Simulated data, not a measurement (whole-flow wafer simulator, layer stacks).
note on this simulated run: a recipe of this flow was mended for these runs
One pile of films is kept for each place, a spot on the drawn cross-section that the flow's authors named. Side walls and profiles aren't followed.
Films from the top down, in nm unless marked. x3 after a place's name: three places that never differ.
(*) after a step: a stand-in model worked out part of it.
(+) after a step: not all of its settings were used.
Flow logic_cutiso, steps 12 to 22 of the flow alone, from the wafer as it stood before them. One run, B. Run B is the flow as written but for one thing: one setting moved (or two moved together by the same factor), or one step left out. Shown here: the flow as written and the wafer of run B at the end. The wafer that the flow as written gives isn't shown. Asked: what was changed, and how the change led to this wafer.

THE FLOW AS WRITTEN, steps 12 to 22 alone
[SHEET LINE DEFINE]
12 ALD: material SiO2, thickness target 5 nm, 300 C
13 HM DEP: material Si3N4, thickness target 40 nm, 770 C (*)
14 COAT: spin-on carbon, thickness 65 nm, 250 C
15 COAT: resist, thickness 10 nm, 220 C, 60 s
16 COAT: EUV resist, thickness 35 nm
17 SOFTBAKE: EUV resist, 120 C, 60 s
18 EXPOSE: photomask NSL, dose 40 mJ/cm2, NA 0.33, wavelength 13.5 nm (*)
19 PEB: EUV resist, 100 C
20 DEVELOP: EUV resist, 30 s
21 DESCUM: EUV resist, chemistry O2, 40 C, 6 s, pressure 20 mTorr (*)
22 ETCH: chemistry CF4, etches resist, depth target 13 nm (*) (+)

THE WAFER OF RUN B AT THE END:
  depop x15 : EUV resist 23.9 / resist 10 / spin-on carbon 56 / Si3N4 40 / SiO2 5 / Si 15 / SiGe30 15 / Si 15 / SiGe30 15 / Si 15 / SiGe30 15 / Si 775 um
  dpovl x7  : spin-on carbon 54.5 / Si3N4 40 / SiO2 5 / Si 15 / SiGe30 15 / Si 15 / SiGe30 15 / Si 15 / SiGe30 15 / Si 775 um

The cause: step 14, COAT: thickness 56 nm was run, where the flow has thickness 65 nm.
It can be read off the wafer: depop x15 has spin-on carbon 56, and step 14 as written asks for 65 nm.

How the change led to this, step by step:
  14 COAT: spin-on carbon, thickness 65 nm, 250 C
      depop x15, dpovl x7: spin-on carbon +56 (new film) (as written it would be: spin-on carbon +65 (new film))
